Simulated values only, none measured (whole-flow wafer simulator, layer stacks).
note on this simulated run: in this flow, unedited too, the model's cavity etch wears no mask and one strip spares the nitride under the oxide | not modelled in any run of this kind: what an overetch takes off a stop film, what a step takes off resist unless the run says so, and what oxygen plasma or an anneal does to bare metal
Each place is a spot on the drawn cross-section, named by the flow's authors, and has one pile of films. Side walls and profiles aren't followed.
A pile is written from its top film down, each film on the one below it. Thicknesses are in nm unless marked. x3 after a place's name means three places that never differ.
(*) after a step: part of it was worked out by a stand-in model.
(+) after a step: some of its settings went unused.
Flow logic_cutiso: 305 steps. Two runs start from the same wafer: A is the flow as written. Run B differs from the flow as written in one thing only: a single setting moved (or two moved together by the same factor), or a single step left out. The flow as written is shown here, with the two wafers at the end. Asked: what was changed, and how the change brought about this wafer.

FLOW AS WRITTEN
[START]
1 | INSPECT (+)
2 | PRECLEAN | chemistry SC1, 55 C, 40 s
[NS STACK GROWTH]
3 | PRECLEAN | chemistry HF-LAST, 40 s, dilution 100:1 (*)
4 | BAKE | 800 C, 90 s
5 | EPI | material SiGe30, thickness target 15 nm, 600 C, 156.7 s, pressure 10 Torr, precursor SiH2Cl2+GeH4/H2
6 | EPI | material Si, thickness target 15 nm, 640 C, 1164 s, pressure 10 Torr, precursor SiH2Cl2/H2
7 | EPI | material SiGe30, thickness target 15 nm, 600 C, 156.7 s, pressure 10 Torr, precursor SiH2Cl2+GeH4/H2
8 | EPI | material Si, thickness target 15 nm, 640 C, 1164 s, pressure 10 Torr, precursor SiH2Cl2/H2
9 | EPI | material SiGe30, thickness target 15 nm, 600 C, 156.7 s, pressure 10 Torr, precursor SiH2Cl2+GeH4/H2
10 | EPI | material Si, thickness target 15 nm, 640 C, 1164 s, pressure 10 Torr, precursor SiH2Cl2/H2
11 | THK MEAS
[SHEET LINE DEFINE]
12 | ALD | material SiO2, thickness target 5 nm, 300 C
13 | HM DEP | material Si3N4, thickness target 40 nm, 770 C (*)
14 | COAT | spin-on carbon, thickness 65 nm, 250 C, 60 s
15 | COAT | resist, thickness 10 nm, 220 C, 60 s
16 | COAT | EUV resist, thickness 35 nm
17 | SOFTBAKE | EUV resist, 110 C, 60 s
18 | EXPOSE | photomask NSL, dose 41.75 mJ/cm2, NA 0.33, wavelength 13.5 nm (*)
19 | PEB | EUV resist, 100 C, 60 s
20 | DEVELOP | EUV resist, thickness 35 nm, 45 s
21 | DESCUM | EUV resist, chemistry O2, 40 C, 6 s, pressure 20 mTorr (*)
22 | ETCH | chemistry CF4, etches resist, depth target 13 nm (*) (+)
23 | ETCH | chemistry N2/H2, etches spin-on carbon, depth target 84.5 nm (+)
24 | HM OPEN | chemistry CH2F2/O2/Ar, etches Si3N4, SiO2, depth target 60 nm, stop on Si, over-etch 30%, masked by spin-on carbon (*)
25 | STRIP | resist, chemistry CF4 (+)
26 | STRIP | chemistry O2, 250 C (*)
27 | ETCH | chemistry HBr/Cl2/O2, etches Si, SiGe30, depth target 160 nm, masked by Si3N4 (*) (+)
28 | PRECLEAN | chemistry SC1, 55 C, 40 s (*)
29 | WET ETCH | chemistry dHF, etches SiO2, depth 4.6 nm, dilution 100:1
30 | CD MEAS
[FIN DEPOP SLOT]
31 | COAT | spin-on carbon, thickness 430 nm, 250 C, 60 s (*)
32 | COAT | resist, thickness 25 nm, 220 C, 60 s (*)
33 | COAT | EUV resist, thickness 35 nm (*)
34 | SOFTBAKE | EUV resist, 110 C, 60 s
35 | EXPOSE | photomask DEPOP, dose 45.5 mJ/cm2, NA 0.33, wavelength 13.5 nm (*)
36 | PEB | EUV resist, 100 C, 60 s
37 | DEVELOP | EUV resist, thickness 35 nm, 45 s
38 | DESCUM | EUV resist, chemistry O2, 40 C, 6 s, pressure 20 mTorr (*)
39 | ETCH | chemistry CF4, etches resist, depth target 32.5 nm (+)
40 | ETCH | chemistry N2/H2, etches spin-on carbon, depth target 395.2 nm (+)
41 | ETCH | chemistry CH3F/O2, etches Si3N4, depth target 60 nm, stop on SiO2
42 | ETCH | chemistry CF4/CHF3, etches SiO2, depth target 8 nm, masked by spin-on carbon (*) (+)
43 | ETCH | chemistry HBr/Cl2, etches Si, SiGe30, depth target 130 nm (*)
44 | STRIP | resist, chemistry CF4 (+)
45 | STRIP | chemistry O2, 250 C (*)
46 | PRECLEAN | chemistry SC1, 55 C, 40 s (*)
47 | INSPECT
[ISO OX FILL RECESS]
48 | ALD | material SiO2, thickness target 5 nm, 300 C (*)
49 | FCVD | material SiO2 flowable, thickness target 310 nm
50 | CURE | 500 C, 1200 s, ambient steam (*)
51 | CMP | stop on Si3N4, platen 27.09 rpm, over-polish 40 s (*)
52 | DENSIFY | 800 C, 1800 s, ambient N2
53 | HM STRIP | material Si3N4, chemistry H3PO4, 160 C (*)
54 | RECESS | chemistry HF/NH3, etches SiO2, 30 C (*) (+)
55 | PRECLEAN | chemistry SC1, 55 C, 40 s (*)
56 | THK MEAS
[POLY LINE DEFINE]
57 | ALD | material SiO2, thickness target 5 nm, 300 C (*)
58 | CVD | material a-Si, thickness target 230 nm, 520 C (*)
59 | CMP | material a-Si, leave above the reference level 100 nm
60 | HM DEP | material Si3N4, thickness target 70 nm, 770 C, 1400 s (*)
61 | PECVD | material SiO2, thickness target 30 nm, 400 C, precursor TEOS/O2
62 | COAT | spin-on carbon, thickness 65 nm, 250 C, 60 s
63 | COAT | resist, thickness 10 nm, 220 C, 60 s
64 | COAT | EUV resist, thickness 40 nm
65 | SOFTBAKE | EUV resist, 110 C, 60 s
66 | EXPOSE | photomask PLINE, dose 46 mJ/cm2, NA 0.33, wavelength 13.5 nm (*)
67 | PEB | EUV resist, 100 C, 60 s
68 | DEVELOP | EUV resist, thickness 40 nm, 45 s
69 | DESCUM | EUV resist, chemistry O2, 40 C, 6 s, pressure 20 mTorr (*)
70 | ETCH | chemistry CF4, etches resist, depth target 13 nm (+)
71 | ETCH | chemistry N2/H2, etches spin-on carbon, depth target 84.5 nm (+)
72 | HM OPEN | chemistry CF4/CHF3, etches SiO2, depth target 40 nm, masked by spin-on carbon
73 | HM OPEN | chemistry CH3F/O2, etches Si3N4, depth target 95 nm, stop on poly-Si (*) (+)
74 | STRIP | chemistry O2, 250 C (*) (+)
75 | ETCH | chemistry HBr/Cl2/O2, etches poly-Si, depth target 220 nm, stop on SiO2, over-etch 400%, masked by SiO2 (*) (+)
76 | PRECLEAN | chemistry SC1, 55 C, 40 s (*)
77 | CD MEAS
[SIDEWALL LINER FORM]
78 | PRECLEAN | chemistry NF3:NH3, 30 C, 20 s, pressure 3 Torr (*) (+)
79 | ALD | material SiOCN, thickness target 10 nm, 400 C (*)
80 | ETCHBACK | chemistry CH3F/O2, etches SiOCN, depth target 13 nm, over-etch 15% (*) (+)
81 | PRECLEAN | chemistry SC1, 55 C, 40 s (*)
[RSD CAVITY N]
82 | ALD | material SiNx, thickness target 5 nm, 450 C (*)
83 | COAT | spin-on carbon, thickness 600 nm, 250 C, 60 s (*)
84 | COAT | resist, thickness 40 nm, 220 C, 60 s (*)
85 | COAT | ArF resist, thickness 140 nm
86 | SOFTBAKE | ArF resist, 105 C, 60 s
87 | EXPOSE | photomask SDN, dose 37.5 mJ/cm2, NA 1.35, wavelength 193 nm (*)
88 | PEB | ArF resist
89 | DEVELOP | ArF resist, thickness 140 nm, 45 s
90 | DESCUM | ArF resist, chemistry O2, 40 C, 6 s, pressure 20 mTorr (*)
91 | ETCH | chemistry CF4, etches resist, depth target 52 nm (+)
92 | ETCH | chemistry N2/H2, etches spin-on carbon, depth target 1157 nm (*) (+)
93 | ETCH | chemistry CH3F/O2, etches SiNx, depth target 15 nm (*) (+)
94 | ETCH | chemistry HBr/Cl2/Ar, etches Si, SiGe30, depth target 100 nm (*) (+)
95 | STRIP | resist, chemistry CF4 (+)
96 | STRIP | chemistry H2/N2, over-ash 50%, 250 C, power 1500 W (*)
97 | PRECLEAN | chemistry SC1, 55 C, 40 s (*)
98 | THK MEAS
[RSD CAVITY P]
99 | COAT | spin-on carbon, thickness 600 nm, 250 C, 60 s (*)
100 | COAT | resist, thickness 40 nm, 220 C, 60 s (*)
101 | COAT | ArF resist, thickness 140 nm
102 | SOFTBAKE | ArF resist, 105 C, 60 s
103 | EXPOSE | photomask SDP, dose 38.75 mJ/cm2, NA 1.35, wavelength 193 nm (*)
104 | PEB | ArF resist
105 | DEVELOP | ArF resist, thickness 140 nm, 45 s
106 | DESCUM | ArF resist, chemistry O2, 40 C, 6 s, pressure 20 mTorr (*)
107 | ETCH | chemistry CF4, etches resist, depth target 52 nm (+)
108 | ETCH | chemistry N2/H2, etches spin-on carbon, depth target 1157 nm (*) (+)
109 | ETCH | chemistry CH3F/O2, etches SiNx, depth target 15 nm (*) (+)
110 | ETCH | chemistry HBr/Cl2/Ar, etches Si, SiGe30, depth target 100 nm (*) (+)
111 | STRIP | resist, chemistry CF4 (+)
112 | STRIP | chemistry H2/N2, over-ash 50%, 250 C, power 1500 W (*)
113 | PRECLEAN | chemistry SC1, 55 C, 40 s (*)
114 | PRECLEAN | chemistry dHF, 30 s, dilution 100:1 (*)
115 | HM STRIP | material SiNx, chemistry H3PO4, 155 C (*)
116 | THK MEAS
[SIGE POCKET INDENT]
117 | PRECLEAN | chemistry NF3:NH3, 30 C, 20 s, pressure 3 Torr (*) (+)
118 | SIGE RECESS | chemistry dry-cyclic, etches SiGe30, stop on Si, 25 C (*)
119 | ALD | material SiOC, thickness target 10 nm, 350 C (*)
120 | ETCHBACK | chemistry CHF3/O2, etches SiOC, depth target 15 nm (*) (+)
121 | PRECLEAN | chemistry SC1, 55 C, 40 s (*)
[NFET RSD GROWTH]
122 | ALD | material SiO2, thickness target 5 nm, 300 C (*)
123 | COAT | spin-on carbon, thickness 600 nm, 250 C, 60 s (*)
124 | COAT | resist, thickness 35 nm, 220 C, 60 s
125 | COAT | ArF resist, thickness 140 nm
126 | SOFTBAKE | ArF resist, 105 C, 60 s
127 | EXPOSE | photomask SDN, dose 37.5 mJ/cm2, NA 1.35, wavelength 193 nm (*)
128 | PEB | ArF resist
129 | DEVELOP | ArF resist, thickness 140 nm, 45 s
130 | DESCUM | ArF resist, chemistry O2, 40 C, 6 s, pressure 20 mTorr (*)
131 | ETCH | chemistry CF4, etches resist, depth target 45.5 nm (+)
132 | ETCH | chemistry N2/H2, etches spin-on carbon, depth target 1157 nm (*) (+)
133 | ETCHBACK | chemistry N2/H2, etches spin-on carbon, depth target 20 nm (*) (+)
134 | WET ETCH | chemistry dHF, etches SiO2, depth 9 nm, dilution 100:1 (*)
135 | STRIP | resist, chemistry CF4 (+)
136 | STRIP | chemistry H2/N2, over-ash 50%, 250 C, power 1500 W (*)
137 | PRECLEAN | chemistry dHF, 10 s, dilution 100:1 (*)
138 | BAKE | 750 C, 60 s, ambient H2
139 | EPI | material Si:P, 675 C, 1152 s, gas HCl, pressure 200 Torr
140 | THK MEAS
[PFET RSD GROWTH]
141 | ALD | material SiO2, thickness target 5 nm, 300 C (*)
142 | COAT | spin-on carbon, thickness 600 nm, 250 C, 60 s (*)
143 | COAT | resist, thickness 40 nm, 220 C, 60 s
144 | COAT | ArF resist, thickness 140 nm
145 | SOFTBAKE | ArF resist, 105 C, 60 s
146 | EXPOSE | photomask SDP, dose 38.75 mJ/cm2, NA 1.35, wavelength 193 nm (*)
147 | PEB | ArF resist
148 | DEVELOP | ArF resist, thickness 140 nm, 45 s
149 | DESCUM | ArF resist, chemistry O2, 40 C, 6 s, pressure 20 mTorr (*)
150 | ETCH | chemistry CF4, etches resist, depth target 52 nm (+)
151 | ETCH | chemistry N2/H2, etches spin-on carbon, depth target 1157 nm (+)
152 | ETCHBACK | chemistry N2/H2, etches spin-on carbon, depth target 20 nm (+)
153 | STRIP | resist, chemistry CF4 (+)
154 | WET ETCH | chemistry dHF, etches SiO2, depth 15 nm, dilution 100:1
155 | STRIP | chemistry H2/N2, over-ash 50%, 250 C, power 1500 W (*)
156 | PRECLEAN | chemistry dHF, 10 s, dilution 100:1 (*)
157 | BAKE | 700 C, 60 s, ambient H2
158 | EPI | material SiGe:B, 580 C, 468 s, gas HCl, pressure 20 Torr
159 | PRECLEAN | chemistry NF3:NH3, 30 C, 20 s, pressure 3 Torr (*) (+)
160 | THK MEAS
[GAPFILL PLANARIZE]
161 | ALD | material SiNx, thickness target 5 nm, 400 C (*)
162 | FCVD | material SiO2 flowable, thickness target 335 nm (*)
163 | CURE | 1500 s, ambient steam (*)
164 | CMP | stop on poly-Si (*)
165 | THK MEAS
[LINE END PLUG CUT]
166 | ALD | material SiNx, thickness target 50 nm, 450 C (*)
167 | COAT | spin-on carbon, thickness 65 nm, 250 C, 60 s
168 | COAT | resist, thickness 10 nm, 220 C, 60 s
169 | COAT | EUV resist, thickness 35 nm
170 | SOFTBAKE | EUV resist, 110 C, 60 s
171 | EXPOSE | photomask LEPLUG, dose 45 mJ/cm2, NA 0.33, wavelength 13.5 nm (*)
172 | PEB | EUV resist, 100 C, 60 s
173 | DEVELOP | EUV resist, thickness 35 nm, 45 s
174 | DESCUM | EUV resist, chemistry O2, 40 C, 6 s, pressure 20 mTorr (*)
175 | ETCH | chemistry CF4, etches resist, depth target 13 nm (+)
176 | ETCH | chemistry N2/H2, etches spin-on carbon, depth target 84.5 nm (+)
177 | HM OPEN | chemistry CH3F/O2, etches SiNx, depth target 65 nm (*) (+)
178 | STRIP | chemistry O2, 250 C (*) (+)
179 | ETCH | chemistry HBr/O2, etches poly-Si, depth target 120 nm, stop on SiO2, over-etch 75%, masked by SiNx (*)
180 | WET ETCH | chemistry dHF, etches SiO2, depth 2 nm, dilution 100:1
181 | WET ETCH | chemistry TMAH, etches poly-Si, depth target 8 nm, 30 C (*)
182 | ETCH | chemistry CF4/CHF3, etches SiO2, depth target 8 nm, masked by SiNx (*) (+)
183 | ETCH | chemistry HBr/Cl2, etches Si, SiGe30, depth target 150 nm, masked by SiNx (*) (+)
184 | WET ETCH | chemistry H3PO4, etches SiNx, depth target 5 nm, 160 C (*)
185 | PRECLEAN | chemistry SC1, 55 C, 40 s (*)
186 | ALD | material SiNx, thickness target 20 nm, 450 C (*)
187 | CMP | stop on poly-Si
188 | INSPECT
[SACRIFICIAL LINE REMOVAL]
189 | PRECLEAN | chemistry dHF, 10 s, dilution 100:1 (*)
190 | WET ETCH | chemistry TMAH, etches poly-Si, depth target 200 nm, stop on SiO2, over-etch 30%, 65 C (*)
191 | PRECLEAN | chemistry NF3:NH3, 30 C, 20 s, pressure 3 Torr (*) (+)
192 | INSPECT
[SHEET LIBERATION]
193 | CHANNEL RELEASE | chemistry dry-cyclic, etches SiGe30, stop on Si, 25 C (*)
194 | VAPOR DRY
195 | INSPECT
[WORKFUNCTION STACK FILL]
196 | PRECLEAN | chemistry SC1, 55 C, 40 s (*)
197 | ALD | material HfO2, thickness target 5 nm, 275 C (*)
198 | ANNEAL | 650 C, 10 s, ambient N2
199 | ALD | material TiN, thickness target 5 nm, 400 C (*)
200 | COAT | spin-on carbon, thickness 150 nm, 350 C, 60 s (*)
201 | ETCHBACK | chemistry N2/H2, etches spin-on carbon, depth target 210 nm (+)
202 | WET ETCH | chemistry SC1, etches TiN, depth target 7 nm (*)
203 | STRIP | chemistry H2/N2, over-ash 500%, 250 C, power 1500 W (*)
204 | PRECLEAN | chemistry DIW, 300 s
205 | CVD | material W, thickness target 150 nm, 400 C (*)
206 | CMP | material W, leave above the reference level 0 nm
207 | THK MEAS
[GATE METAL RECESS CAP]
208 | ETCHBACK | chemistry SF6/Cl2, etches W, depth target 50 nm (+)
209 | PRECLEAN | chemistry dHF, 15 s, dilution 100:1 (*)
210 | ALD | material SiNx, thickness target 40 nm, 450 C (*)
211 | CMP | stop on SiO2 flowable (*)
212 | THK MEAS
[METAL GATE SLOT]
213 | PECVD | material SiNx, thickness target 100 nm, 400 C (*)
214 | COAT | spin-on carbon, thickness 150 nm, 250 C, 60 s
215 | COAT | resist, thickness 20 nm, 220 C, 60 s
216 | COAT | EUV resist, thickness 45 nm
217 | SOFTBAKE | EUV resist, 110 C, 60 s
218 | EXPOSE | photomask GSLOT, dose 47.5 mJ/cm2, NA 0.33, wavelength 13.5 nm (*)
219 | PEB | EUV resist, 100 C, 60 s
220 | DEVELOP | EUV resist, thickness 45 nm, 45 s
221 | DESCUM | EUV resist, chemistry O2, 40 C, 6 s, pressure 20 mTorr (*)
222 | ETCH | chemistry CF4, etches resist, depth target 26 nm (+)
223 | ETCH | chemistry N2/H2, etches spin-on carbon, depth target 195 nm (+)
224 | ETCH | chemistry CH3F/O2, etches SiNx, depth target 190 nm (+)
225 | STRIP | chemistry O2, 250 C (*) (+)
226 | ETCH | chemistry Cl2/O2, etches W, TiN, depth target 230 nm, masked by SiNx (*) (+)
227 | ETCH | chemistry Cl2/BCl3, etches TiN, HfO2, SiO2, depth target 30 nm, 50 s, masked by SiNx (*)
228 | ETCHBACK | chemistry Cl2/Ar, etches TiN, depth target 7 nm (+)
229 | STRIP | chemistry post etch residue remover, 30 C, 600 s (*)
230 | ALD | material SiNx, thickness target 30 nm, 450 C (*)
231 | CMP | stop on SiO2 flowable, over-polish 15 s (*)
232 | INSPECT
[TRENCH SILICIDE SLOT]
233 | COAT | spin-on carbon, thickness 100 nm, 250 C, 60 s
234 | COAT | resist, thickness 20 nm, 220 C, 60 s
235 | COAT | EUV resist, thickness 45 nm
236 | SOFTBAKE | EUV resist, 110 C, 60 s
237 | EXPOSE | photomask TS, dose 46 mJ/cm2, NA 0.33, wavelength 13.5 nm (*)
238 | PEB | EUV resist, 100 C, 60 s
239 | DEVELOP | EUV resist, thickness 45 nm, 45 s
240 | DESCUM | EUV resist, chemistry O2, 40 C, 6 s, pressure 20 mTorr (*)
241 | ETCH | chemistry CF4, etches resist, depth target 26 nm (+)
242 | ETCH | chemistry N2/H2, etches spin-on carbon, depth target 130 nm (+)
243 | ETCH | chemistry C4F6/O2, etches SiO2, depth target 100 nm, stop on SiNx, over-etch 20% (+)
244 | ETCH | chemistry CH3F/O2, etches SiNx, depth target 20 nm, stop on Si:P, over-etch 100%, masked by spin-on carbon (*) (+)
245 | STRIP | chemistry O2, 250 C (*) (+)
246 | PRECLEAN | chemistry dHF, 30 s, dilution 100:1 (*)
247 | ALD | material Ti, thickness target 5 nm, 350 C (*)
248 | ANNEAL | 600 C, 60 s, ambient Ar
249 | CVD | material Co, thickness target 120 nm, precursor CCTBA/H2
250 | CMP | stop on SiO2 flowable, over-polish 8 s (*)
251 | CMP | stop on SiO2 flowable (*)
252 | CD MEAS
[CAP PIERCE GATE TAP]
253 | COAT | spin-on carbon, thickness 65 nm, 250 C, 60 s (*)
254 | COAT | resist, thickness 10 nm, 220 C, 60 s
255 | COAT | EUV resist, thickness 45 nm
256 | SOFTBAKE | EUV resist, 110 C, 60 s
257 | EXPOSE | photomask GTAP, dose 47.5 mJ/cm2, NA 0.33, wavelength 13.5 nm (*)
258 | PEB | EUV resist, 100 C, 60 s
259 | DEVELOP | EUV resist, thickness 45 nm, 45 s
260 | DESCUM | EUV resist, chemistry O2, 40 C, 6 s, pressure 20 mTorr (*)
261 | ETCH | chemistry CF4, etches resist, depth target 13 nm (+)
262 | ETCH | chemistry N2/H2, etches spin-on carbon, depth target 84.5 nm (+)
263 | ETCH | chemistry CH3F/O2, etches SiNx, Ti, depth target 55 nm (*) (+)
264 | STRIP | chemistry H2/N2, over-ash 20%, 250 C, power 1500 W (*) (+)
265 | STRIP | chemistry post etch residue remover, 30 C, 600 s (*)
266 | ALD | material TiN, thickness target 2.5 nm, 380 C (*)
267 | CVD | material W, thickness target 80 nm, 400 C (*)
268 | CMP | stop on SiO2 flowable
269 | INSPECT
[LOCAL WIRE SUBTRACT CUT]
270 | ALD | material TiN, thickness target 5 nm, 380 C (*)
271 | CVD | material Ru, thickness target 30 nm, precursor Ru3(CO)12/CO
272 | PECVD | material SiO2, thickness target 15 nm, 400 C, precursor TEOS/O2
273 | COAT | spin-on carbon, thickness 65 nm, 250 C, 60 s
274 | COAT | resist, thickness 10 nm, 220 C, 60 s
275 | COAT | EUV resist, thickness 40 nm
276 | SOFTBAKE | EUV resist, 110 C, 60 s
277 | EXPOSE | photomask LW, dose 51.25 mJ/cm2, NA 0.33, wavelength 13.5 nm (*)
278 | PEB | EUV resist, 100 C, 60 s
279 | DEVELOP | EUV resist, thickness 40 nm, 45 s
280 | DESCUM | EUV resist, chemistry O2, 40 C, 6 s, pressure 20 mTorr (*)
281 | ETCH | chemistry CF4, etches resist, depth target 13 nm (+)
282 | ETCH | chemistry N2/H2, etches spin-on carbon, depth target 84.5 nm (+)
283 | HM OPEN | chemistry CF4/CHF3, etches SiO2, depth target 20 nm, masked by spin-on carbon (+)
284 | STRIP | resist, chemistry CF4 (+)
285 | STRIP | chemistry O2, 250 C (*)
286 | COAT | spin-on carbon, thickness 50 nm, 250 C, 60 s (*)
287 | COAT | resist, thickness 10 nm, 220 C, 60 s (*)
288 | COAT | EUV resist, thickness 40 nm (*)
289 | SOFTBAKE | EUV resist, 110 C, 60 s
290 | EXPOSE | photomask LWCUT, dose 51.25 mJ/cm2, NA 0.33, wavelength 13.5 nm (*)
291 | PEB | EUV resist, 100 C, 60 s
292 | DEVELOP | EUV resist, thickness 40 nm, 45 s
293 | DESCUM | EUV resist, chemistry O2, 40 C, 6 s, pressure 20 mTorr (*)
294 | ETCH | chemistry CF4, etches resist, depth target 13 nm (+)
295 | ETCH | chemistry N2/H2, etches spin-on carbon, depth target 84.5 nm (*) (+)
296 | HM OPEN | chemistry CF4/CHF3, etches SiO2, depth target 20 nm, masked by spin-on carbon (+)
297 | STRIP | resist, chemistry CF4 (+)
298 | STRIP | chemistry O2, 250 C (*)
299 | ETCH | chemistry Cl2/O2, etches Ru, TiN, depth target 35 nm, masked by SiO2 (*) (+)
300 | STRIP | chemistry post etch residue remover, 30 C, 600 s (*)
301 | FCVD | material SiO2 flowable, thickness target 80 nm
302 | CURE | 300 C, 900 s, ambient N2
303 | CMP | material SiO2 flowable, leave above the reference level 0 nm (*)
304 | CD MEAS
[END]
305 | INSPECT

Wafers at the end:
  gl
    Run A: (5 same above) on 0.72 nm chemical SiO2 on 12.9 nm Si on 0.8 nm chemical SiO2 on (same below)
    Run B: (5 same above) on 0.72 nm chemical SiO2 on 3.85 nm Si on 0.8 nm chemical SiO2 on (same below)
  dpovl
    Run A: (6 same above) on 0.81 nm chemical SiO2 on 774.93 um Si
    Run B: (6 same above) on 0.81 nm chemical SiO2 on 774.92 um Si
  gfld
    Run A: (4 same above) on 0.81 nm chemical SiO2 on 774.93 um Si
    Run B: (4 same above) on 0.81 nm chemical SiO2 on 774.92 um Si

Cause: step 10, EPI: 465.8 s was run, while the flow as written has 1164 s.

Step by step, how the change led to this:
  10 | EPI | material Si, thickness target 15 nm, 640 C, 1164 s, pressure 10 Torr, precursor SiH2Cl2/H2
      depop, dpovl, gfld and 19 more: A Si gains 15 (new film) | B Si gains 6 (new film)
  27 | ETCH | chemistry HBr/Cl2/O2, etches Si, SiGe30, depth target 160 nm, masked by Si3N4 (*) (+)
      gfld, gxf, iso, lnri: A chemical SiO2 loses 0.79 (all of it), Si loses 11.4 (all of it), SiGe30 loses 15 (all of it), Si loses 15 (all of it), SiGe30 loses 15 (all of it), Si loses 15 (all of it), SiGe30 loses 15 (all of it), Si loses 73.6 | B chemical SiO2 loses 0.79 (all of it), Si loses 2.35 (all of it), SiGe30 loses 15 (all of it), Si loses 15 (all of it), SiGe30 loses 15 (all of it), Si loses 15 (all of it), SiGe30 loses 15 (all of it), Si loses 82.6
      dpovl, nsgap: A chemical SiO2 loses 0.79 (all of it), Si loses 11.8 (all of it), SiGe30 loses 15 (all of it), Si loses 15 (all of it), SiGe30 loses 15 (all of it), Si loses 15 (all of it), SiGe30 loses 15 (all of it), Si loses 73.2 | B chemical SiO2 loses 0.79 (all of it), Si loses 2.75 (all of it), SiGe30 loses 15 (all of it), Si loses 15 (all of it), SiGe30 loses 15 (all of it), Si loses 15 (all of it), SiGe30 loses 15 (all of it), Si loses 82.2
      (also at 1 further place)
  43 | ETCH | chemistry HBr/Cl2, etches Si, SiGe30, depth target 130 nm (*)
      depop: A Si loses 14 (all of it), SiGe30 loses 15 (all of it), Si loses 15 (all of it), SiGe30 loses 15 (all of it), Si loses 15 (all of it), SiGe30 loses 15 (all of it), Si loses 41 | B Si loses 5.02 (all of it), SiGe30 loses 15 (all of it), Si loses 15 (all of it), SiGe30 loses 15 (all of it), Si loses 15 (all of it), SiGe30 loses 15 (all of it), Si loses 50
  94 | ETCH | chemistry HBr/Cl2/Ar, etches Si, SiGe30, depth target 100 nm (*) (+)
      rsdn, rsdx: A chemical SiO2 loses 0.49 (all of it), Si loses 12.8 (all of it), SiGe30 loses 15 (all of it), Si loses 15 (all of it), SiGe30 loses 15 (all of it), Si loses 15 (all of it), SiGe30 loses 15 (all of it), Si loses 12.2 | B chemical SiO2 loses 0.49 (all of it), Si loses 3.82 (all of it), SiGe30 loses 15 (all of it), Si loses 15 (all of it), SiGe30 loses 15 (all of it), Si loses 15 (all of it), SiGe30 loses 15 (all of it), Si loses 21.2
  110 | ETCH | chemistry HBr/Cl2/Ar, etches Si, SiGe30, depth target 100 nm (*) (+)
      rsdp, rsdw: A chemical SiO2 loses 0.49 (all of it), Si loses 12.8 (all of it), SiGe30 loses 15 (all of it), Si loses 15 (all of it), SiGe30 loses 15 (all of it), Si loses 15 (all of it), SiGe30 loses 15 (all of it), Si loses 12.2 | B chemical SiO2 loses 0.49 (all of it), Si loses 3.82 (all of it), SiGe30 loses 15 (all of it), Si loses 15 (all of it), SiGe30 loses 15 (all of it), Si loses 15 (all of it), SiGe30 loses 15 (all of it), Si loses 21.2
  183 | ETCH | chemistry HBr/Cl2, etches Si, SiGe30, depth target 150 nm, masked by SiNx (*) (+)
      plug: A Si loses 13.6 (all of it), SiGe30 loses 15 (all of it), Si loses 15 (all of it), SiGe30 loses 15 (all of it), Si loses 15 (all of it), SiGe30 loses 15 (all of it), Si loses 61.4 | B Si loses 4.55 (all of it), SiGe30 loses 15 (all of it), Si loses 15 (all of it), SiGe30 loses 15 (all of it), Si loses 15 (all of it), SiGe30 loses 15 (all of it), Si loses 70.4
